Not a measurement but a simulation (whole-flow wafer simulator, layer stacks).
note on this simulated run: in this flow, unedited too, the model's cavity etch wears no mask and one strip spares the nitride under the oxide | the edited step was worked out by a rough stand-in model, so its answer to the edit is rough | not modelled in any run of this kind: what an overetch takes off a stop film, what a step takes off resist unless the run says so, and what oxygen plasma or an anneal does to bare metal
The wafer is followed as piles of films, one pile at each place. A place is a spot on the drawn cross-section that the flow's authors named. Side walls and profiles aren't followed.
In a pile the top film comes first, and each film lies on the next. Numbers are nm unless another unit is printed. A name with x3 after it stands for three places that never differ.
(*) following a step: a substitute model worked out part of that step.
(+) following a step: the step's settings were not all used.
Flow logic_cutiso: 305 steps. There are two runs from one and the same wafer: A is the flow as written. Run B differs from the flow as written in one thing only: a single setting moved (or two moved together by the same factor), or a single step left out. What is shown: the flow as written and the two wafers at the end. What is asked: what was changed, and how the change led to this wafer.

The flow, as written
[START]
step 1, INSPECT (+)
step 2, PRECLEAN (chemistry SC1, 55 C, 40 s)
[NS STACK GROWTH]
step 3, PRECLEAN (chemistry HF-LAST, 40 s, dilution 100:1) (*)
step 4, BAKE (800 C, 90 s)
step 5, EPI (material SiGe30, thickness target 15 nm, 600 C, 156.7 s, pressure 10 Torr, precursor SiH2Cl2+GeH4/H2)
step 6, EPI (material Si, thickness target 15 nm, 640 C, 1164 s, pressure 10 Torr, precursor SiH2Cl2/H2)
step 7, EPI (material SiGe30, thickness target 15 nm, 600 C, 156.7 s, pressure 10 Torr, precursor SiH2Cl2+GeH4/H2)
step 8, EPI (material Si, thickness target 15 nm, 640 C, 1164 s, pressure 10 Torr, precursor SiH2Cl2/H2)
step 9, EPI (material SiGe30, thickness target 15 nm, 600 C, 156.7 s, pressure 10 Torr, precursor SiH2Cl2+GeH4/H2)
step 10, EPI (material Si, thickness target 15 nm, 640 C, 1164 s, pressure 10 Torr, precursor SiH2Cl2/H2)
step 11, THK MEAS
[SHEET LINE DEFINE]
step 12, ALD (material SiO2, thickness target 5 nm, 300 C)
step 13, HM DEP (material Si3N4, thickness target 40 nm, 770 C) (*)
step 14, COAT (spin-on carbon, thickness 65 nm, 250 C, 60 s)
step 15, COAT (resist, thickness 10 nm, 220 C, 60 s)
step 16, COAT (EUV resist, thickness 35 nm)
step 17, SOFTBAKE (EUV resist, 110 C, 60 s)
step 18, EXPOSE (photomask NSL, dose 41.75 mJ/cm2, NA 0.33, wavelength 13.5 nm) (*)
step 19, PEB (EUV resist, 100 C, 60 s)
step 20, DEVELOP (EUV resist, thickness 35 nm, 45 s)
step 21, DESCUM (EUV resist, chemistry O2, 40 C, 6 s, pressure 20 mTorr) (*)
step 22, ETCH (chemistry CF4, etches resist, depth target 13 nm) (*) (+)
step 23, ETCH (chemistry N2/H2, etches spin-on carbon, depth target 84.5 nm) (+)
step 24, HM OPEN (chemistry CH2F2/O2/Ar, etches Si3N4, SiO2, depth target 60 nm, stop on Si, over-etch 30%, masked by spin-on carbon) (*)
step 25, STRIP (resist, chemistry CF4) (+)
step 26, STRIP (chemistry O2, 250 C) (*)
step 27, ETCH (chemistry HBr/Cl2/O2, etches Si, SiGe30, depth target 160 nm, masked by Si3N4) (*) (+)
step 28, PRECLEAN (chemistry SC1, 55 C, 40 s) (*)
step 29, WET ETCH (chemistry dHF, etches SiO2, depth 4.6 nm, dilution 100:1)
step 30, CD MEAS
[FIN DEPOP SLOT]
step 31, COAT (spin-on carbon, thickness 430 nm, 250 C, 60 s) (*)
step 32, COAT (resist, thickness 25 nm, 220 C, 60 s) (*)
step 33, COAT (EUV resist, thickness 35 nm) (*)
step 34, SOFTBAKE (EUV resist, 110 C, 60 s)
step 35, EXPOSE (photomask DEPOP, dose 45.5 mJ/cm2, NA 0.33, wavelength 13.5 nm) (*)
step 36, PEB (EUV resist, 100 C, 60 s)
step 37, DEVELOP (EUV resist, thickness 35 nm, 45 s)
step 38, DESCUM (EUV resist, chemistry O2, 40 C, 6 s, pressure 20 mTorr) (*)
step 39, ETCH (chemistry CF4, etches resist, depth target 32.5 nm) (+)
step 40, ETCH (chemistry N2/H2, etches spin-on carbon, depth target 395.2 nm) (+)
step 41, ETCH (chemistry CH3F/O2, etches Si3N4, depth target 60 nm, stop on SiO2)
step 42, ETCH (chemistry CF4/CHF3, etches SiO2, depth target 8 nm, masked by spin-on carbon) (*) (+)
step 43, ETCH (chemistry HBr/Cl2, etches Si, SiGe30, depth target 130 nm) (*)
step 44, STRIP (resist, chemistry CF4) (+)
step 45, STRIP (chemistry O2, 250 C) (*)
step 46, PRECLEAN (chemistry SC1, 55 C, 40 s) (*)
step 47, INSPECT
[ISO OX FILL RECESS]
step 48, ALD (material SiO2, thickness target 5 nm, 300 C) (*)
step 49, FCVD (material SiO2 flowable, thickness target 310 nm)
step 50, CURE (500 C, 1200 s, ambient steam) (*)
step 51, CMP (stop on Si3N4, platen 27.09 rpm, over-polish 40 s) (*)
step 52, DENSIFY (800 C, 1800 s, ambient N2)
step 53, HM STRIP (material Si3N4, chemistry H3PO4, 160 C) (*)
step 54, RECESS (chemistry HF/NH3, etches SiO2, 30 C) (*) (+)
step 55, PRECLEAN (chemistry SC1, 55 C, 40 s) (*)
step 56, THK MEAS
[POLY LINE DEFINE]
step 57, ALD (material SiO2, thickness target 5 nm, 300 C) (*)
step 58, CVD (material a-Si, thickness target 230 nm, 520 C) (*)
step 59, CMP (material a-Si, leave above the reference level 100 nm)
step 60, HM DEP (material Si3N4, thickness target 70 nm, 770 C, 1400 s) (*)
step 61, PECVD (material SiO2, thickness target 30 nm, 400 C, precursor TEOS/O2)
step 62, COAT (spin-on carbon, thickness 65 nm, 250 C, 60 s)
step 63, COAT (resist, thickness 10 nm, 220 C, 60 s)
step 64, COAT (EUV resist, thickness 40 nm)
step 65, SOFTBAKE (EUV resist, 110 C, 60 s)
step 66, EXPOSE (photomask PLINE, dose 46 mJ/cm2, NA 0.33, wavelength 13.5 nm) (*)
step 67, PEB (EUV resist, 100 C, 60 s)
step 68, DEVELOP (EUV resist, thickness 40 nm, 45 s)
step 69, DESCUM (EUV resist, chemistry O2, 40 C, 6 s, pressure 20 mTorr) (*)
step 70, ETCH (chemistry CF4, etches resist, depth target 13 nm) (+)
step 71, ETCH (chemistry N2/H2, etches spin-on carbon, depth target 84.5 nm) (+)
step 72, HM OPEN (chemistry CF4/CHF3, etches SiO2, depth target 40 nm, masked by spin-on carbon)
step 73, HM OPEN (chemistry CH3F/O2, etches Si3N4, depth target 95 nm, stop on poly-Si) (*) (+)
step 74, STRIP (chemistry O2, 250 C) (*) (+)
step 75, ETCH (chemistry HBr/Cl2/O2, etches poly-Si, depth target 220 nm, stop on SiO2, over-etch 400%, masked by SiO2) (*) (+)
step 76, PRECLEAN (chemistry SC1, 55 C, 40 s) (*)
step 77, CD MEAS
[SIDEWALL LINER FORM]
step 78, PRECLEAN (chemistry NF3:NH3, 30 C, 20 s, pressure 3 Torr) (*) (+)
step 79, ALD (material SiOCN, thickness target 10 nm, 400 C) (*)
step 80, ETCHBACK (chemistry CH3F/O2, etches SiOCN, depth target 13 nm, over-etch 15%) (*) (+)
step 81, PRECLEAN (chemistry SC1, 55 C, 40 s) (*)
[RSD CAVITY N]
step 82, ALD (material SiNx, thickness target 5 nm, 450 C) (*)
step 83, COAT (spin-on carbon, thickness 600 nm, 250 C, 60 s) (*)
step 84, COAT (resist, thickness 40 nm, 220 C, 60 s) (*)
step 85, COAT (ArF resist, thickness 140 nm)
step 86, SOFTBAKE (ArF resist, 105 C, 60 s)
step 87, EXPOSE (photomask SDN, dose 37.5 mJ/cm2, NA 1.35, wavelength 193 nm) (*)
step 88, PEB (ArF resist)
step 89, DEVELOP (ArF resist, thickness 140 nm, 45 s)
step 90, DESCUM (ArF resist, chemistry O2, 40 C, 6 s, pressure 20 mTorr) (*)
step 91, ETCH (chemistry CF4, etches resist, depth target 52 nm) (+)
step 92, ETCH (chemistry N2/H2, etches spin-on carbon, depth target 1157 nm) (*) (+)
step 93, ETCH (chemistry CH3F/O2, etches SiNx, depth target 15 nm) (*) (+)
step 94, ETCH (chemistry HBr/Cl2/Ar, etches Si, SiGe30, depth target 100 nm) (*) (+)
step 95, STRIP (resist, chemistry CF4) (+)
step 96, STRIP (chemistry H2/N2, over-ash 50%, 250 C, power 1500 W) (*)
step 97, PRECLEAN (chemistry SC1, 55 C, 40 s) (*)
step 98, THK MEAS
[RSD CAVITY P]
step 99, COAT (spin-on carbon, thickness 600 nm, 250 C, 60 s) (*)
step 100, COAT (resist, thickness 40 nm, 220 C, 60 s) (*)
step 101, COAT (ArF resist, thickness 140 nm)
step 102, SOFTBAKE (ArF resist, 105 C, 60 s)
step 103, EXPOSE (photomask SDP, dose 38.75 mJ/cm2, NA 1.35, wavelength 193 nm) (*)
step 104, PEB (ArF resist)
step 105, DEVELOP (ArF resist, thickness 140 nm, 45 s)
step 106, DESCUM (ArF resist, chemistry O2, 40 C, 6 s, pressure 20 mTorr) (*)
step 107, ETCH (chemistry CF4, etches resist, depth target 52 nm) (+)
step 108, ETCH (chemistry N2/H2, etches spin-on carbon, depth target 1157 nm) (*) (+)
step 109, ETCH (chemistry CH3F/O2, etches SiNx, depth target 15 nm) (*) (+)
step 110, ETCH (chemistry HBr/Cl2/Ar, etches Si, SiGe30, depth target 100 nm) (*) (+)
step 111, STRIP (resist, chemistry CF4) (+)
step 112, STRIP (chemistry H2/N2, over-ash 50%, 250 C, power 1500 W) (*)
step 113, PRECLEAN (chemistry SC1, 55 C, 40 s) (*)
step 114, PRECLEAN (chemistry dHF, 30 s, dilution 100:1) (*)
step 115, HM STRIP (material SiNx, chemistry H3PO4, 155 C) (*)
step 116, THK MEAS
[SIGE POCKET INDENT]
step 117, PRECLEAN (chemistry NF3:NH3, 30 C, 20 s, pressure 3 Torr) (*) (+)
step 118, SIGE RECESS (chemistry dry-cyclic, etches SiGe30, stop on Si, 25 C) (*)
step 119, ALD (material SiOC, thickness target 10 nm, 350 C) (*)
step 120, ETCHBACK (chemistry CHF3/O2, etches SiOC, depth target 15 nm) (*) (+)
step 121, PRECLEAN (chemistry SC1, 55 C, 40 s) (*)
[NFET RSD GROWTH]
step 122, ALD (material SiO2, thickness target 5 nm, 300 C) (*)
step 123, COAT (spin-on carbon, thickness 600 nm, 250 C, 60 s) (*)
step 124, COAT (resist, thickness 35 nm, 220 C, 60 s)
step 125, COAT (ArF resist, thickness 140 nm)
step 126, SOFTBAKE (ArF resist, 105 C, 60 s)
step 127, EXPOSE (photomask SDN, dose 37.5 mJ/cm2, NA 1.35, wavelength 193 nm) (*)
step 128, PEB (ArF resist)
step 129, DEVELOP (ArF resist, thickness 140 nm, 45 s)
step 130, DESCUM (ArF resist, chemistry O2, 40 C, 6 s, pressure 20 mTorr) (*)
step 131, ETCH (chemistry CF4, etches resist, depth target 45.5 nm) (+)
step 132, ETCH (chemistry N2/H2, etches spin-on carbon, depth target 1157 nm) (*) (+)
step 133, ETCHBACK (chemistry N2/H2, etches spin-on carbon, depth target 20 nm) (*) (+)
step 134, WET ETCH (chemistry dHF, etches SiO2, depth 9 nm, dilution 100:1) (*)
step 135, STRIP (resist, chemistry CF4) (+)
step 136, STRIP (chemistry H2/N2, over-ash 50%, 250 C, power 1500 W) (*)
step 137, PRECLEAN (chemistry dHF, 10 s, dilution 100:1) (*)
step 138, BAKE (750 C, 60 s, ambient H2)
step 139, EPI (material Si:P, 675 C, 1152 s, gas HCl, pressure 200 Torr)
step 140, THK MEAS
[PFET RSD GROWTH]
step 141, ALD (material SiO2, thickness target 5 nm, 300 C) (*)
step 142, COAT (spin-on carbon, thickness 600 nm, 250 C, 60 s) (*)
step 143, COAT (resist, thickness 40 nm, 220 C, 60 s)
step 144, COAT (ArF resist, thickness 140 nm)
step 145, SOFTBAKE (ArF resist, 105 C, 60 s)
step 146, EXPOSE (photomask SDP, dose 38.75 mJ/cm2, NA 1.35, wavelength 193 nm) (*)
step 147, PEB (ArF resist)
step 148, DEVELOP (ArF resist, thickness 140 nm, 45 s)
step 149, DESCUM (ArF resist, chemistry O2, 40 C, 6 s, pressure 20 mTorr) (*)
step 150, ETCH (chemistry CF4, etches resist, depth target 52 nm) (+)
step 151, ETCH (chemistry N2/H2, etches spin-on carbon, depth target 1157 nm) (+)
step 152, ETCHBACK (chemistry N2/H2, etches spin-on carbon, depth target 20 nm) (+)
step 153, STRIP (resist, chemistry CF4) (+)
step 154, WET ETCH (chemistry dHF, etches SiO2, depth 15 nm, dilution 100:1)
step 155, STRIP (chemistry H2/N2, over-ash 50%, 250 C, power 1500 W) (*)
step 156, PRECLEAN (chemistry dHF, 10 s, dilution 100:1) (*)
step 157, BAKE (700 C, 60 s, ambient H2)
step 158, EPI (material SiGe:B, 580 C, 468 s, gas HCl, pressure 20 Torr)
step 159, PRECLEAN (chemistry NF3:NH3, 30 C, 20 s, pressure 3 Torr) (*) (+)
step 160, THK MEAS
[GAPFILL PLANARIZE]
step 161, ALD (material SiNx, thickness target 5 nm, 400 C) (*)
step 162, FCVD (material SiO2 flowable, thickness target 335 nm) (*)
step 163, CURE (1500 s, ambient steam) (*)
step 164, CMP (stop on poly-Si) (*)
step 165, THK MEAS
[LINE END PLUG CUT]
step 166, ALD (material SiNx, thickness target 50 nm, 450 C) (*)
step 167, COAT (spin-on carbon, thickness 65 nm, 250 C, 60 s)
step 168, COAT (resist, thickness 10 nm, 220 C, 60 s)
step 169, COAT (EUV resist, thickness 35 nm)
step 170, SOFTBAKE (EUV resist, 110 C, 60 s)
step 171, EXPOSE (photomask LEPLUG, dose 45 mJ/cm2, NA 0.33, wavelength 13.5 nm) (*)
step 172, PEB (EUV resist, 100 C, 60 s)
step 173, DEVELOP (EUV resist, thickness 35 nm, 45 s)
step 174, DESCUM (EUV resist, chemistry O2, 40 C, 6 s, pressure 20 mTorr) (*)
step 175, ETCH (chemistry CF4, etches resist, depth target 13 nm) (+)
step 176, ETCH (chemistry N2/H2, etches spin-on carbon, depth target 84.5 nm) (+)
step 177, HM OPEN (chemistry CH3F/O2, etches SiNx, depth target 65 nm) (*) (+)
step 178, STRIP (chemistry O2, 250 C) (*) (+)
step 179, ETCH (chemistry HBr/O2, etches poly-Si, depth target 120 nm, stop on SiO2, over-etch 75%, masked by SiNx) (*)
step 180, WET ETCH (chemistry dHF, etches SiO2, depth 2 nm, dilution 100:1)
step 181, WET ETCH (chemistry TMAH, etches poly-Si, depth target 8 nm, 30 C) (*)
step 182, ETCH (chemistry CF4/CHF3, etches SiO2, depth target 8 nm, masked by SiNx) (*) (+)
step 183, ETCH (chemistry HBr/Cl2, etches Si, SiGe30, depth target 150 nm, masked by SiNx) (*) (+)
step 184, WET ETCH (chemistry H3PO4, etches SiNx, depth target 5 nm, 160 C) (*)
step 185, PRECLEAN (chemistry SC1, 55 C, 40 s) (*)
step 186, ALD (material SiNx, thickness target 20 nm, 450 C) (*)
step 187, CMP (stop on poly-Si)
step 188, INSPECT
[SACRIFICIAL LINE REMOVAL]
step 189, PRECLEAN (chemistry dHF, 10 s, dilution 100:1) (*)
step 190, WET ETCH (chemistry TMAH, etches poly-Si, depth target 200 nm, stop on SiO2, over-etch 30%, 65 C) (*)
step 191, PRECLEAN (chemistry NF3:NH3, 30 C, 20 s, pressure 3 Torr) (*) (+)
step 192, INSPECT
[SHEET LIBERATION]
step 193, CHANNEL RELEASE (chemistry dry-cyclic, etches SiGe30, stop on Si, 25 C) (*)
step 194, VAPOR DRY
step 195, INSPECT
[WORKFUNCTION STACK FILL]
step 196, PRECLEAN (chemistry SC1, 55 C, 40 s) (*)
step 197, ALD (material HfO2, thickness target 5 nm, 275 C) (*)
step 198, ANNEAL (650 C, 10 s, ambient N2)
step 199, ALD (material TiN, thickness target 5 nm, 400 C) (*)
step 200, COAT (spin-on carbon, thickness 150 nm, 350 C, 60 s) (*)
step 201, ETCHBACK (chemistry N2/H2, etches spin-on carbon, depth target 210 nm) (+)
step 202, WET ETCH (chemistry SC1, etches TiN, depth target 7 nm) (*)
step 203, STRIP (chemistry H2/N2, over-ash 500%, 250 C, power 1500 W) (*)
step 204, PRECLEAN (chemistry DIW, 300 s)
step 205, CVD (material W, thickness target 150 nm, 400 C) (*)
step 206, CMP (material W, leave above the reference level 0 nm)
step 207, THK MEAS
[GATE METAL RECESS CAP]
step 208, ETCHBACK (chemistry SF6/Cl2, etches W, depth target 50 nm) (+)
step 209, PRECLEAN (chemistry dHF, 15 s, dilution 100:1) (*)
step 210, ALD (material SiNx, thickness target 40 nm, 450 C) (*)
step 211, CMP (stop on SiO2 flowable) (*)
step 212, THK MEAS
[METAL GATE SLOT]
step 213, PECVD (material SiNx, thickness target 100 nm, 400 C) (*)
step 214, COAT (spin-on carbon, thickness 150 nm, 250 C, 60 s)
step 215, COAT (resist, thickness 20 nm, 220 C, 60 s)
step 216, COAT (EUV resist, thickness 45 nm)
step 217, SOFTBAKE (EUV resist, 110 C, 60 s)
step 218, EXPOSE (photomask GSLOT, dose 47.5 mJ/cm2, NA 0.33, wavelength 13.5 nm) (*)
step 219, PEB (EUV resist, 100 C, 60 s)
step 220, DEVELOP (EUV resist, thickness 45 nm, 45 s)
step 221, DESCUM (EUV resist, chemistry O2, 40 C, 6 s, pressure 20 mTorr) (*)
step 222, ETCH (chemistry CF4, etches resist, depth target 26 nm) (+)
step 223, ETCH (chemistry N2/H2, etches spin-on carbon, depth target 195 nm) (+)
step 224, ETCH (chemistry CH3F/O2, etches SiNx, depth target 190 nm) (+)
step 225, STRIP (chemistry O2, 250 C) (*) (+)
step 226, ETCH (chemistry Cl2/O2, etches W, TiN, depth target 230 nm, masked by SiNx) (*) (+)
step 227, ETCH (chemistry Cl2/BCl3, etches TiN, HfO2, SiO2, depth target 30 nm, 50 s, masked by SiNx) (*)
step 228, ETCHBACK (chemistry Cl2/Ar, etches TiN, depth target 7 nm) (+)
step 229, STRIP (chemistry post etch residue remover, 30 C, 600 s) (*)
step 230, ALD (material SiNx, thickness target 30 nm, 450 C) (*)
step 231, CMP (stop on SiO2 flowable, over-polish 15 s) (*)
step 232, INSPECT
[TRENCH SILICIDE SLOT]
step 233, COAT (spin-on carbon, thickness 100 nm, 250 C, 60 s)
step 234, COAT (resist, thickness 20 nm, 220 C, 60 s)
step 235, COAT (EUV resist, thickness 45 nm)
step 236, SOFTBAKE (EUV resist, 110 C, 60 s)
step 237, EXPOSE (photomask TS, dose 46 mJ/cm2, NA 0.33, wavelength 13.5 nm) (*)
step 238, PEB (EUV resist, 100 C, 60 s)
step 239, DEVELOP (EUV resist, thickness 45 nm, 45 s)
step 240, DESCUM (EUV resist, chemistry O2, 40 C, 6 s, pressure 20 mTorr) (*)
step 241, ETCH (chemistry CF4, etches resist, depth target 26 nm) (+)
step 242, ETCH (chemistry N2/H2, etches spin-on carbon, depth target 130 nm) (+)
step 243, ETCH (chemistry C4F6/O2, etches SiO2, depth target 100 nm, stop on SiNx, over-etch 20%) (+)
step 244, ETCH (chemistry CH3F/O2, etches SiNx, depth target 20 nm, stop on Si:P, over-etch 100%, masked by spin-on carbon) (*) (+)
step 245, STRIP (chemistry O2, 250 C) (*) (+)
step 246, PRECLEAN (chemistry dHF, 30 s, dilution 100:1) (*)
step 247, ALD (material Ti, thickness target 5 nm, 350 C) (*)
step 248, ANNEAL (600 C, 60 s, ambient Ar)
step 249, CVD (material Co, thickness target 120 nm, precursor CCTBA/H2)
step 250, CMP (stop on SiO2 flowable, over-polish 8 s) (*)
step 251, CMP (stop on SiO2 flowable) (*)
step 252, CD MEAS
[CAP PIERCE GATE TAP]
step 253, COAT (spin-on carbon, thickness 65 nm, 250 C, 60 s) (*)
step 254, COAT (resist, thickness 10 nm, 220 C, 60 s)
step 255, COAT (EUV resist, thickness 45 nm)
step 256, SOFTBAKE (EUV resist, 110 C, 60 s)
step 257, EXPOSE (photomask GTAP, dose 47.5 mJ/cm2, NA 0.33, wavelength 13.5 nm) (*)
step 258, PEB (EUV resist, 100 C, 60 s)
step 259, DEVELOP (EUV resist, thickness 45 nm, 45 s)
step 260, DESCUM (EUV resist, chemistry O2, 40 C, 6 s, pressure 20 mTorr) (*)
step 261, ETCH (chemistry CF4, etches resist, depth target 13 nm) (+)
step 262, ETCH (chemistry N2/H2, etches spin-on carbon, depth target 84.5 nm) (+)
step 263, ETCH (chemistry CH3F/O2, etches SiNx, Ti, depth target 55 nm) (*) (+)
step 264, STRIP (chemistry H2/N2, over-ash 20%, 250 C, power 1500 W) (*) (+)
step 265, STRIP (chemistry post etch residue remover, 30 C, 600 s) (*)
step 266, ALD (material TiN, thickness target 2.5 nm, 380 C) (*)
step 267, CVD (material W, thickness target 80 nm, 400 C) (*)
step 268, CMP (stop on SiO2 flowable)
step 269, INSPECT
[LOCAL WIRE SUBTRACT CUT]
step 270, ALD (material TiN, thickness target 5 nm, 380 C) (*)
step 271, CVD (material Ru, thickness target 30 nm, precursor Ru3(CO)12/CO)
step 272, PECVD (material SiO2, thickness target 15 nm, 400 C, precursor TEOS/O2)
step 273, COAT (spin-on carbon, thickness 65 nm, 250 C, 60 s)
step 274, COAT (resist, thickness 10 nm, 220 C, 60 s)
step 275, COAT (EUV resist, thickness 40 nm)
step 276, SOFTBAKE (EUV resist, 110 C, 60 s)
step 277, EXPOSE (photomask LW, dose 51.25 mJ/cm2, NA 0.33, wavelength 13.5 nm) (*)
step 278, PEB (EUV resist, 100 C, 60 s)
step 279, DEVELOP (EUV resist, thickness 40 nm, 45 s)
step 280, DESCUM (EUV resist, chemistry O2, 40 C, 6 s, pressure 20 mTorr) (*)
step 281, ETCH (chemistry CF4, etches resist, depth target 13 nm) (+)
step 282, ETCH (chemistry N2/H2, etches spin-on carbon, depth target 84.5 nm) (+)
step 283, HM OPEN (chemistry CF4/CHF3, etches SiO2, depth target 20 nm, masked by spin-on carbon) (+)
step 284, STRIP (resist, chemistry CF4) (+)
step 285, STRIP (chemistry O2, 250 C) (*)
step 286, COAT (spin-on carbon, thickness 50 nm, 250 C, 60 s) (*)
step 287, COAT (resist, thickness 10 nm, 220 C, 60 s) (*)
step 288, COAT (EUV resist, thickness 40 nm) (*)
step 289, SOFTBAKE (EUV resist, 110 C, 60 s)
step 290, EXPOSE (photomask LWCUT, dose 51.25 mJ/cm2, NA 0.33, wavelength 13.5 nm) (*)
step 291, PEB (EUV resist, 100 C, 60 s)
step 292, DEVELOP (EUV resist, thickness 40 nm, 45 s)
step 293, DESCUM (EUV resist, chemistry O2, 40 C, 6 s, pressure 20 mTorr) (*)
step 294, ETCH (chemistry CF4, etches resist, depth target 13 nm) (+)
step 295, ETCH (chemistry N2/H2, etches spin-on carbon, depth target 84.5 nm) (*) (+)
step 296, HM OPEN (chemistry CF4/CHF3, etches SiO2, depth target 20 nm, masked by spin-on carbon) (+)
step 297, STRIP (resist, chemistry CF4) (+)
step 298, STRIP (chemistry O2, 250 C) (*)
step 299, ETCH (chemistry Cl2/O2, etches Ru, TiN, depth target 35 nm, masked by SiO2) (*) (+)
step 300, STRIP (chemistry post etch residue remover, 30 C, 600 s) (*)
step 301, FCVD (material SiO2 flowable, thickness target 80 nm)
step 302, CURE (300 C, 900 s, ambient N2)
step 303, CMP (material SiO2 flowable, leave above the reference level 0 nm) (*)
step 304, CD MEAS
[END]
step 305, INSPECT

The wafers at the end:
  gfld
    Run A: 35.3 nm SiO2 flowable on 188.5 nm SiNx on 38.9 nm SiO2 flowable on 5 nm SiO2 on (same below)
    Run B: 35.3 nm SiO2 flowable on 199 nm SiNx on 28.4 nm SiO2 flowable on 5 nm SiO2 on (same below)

Cause: step 227, ETCH: depth target 40.5 nm was run, while the flow as written has depth target 30 nm; step 227, ETCH: 67.5 s was run, where the flow has 50 s.

The path from the change to this, step by step:
  step 227, ETCH (chemistry Cl2/BCl3, etches TiN, HfO2, SiO2, depth target 30 nm, 50 s, masked by SiNx) (*)
      depop, dpovl, gl and 18 more: A -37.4 SiNx | B -50.5 SiNx
      gfld: A -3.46 HfO2 (all of it), -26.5 SiO2 flowable | B -3.46 HfO2 (all of it), -37 SiO2 flowable
  step 231, CMP (stop on SiO2 flowable, over-polish 15 s) (*)
      depop, dpovl, gfld and 10 more: A -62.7 SiNx | B -49.6 SiNx
      lnr, lnri, lnrp, lnrt: A -61 SiNx (all of it), -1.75 SiOCN | B -47.9 SiNx (all of it), -1.75 SiOCN
      (as well as at 5 more places)
